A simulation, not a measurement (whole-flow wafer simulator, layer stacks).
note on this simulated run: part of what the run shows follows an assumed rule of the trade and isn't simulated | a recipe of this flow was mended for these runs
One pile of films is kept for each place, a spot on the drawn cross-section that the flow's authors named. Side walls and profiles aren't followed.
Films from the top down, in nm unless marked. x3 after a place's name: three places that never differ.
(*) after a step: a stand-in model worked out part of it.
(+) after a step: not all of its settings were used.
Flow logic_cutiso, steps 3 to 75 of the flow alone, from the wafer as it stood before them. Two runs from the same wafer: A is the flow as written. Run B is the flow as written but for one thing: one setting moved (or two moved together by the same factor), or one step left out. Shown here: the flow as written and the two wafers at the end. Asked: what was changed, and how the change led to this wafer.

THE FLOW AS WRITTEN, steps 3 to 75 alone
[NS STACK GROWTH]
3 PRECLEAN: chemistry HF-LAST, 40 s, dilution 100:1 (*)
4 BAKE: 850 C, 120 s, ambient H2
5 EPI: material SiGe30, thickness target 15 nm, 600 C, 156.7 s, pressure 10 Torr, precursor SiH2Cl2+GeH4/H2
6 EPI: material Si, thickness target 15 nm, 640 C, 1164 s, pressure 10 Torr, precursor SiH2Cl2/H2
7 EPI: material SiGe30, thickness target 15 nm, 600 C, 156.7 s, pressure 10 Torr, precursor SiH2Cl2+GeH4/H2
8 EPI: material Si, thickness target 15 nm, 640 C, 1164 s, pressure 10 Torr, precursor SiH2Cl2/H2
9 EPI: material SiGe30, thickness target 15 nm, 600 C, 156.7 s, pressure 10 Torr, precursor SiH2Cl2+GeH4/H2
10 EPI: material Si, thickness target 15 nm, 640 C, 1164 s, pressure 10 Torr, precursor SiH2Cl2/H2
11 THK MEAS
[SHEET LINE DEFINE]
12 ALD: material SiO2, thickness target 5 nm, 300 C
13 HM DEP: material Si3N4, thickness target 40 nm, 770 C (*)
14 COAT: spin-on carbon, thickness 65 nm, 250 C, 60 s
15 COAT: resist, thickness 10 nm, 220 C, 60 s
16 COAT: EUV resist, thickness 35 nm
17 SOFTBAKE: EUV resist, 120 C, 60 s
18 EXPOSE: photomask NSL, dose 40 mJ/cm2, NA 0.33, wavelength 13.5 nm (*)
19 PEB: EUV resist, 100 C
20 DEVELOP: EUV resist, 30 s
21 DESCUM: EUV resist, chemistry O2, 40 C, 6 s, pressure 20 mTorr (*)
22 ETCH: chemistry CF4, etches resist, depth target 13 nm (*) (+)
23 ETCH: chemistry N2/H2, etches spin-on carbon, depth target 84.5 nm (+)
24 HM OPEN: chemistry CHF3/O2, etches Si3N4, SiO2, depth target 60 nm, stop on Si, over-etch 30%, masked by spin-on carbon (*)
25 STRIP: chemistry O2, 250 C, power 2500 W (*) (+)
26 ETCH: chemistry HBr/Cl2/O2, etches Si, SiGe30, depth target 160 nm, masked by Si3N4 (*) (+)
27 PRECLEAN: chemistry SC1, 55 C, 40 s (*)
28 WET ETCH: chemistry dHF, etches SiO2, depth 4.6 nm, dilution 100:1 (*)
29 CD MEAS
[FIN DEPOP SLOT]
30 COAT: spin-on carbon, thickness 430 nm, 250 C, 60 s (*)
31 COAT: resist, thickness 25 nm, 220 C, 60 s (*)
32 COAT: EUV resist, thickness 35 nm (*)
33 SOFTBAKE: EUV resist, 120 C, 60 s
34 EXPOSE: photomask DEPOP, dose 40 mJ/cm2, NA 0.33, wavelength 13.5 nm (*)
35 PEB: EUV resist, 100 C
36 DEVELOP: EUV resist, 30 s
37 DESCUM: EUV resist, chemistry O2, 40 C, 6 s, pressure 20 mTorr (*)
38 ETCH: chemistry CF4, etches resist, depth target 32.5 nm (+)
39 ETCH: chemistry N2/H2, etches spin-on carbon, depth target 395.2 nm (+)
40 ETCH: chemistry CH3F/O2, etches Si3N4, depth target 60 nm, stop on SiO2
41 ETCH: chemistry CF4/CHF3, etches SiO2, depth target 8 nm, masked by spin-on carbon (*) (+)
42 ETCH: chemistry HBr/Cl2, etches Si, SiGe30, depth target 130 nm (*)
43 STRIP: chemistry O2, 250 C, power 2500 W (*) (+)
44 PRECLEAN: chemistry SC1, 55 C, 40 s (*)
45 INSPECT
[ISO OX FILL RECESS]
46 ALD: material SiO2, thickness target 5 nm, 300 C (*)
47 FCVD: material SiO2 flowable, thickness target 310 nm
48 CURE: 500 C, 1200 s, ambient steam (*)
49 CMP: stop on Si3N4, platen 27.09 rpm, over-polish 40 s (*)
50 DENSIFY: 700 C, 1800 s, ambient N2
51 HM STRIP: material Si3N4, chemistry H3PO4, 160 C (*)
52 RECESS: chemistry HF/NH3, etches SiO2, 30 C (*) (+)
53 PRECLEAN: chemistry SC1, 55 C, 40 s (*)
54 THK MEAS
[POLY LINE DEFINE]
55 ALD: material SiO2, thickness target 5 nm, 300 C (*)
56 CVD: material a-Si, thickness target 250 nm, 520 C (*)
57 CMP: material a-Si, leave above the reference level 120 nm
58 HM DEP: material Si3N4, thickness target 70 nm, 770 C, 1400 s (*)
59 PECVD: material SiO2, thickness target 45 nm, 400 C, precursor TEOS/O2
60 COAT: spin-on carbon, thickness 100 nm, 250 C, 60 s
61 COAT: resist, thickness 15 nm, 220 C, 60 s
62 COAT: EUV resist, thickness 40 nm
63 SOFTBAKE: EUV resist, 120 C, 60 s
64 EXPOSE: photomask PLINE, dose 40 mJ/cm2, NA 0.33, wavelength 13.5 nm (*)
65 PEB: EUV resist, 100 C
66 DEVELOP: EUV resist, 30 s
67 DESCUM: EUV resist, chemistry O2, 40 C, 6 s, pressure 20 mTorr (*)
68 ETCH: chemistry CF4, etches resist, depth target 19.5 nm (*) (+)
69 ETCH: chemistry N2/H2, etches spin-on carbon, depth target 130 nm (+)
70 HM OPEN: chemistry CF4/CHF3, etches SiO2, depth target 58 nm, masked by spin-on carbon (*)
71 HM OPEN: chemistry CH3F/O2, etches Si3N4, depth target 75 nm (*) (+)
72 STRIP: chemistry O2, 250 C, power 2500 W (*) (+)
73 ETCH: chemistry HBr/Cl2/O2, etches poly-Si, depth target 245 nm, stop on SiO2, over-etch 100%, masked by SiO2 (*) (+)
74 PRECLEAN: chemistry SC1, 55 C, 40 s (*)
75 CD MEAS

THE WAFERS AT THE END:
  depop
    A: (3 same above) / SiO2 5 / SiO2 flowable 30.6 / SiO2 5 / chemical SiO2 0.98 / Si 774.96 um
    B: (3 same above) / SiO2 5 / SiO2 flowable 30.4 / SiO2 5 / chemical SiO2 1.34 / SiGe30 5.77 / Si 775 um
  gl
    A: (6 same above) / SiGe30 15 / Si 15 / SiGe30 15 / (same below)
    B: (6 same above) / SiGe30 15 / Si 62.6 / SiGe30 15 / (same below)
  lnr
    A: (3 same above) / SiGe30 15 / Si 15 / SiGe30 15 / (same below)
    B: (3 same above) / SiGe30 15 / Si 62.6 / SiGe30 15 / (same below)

The cause: step 8, EPI: 676 C was run, where the flow has 640 C.

How the change led to this, step by step:
  8 EPI: material Si, thickness target 15 nm, 640 C, 1164 s, pressure 10 Torr, precursor SiH2Cl2/H2
      depop, dpovl, gfld and 19 more: A Si +15 (new film) | B Si +62.6 (new film)
  26 ETCH: chemistry HBr/Cl2/O2, etches Si, SiGe30, depth target 160 nm, masked by Si3N4 (*) (+)
      dpovl, gfld, gxf, iso, isow, lnri, nsgap: A chemical SiO2 -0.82 (all of it), Si -12 (all of it), SiGe30 -15 (all of it), Si -15 (all of it), SiGe30 -15 (all of it), Si -15 (all of it), SiGe30 -15 (all of it), Si -73 | B chemical SiO2 -0.82 (all of it), Si -12 (all of it), SiGe30 -15 (all of it), Si -62.6 (all of it), SiGe30 -15 (all of it), Si -15 (all of it), SiGe30 -15 (all of it), Si -25.4
  42 ETCH: chemistry HBr/Cl2, etches Si, SiGe30, depth target 130 nm (*)
      depop: A Si -13.8 (all of it), SiGe30 -15 (all of it), Si -15 (all of it), SiGe30 -15 (all of it), Si -15 (all of it), SiGe30 -15 (all of it), Si -41.2 | B Si -13.8 (all of it), SiGe30 -15 (all of it), Si -62.6 (all of it), SiGe30 -15 (all of it), Si -15 (all of it), SiGe30 -8.62
  43 STRIP: chemistry O2, 250 C, power 2500 W (*) (+)
      depop: A chemical SiO2 +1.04 (new film), Si -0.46 | B chemical SiO2 +1.41 (new film), SiGe30 -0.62
